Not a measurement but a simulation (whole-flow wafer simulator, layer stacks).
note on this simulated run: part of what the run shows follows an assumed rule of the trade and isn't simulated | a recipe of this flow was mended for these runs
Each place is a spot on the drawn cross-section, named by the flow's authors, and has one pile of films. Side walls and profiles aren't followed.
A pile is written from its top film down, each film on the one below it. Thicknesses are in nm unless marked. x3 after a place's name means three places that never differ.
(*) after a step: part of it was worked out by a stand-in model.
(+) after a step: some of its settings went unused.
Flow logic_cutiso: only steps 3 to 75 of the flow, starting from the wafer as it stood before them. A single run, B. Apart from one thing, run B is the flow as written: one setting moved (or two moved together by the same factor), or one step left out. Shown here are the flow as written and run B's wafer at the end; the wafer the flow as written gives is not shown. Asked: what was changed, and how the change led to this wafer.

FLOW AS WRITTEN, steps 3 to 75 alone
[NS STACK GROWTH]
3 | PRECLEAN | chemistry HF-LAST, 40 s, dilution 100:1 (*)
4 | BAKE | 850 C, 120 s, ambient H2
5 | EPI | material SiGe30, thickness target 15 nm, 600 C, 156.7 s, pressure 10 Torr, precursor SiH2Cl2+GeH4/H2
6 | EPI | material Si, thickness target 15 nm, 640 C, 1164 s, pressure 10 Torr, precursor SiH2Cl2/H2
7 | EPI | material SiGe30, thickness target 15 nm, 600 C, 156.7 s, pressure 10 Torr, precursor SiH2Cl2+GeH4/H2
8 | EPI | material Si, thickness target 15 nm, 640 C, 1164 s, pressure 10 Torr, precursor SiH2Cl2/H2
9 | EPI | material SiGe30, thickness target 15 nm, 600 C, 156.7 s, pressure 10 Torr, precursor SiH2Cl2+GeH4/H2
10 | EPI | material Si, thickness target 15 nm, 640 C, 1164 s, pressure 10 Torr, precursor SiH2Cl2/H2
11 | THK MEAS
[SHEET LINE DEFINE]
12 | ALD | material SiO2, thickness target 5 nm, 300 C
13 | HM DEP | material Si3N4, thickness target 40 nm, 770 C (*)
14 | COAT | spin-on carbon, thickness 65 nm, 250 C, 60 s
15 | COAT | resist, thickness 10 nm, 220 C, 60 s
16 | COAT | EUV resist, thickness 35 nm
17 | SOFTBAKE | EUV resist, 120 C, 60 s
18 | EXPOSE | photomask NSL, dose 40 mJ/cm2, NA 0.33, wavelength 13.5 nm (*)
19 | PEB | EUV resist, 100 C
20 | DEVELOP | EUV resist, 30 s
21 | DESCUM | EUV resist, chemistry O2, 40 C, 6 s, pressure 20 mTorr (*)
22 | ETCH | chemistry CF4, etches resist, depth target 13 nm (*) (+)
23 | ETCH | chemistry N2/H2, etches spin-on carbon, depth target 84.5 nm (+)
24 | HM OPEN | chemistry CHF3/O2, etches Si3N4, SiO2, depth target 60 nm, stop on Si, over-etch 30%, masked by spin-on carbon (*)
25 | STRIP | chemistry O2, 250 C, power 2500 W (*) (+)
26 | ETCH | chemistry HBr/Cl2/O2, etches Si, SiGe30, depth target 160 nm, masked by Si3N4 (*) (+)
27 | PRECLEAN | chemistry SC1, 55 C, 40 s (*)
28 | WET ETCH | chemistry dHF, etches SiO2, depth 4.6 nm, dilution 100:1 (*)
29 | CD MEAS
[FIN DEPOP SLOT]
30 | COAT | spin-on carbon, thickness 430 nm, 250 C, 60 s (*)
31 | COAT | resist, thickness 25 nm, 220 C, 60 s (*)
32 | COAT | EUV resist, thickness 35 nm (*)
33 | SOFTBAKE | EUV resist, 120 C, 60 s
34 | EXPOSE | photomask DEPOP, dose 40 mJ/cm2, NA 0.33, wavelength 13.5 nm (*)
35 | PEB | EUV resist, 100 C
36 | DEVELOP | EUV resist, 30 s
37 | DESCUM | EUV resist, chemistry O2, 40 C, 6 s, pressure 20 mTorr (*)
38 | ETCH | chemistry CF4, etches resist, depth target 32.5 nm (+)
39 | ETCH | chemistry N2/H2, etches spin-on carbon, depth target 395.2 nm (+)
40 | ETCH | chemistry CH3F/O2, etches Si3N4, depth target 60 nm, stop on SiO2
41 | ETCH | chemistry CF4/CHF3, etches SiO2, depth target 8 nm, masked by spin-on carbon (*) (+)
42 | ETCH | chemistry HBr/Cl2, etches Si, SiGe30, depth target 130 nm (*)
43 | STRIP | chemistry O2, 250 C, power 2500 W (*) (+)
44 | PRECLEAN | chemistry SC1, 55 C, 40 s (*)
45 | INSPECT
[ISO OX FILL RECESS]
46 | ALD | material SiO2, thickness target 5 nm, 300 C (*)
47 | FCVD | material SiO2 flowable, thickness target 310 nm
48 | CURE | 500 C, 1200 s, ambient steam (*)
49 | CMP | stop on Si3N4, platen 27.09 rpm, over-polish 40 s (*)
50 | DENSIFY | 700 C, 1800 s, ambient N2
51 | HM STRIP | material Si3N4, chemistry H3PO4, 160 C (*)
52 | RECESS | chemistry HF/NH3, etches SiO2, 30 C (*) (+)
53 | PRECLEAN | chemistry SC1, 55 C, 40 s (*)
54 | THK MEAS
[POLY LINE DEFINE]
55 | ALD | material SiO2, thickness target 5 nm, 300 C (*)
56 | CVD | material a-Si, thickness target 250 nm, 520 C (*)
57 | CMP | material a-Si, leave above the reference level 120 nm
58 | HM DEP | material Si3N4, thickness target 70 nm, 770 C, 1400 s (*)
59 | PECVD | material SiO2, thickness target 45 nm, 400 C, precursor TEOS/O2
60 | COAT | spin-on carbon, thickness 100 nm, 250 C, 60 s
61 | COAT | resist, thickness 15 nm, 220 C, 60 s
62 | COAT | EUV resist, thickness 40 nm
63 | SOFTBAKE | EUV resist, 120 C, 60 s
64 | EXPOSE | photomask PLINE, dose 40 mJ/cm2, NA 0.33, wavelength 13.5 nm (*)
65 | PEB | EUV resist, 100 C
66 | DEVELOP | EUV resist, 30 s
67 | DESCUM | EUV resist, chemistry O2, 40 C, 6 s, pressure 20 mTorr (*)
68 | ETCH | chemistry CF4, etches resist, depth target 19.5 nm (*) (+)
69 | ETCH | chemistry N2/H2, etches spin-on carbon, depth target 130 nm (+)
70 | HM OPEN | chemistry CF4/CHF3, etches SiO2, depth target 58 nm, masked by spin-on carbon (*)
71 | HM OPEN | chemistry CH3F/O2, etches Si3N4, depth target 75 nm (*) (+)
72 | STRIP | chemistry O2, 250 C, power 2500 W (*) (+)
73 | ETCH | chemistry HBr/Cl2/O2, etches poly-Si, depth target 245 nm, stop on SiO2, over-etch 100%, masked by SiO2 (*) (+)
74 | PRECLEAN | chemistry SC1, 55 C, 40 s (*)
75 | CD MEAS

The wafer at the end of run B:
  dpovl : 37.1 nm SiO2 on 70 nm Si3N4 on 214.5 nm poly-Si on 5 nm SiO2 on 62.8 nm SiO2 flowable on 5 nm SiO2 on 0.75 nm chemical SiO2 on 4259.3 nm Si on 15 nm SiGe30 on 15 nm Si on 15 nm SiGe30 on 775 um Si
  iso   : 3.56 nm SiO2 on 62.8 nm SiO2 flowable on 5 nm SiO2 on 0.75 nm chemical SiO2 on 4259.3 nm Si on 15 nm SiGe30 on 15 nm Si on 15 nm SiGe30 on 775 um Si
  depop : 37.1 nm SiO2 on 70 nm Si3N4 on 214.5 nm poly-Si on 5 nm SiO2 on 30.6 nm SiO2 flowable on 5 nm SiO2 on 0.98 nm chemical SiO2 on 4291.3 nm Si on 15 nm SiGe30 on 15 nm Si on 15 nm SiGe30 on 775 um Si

What caused this: step 8, EPI: 928 C was run, while the flow as written has 640 C.

How this came from the change, step by step:
  8 | EPI | material Si, thickness target 15 nm, 640 C, 1164 s, pressure 10 Torr, precursor SiH2Cl2/H2
      depop, dpovl, gfld and 19 more: +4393 Si (new film) (it would be, as written: +15 Si (new film))
  26 | ETCH | chemistry HBr/Cl2/O2, etches Si, SiGe30, depth target 160 nm, masked by Si3N4 (*) (+)
      dpovl, gfld, gxf, iso, isow, lnri, nsgap: -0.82 chemical SiO2 (all of it), -12 Si (all of it), -15 SiGe30 (all of it), -133 Si (it would be, as written: -0.82 chemical SiO2 (all of it), -12 Si (all of it), -15 SiGe30 (all of it), -15 Si (all of it), -15 SiGe30 (all of it), -15 Si (all of it), -15 SiGe30 (all of it), -73 Si)
  42 | ETCH | chemistry HBr/Cl2, etches Si, SiGe30, depth target 130 nm (*)
      depop: -13.8 Si (all of it), -15 SiGe30 (all of it), -101.2 Si (it would be, as written: -13.8 Si (all of it), -15 SiGe30 (all of it), -15 Si (all of it), -15 SiGe30 (all of it), -15 Si (all of it), -15 SiGe30 (all of it), -41.2 Si)
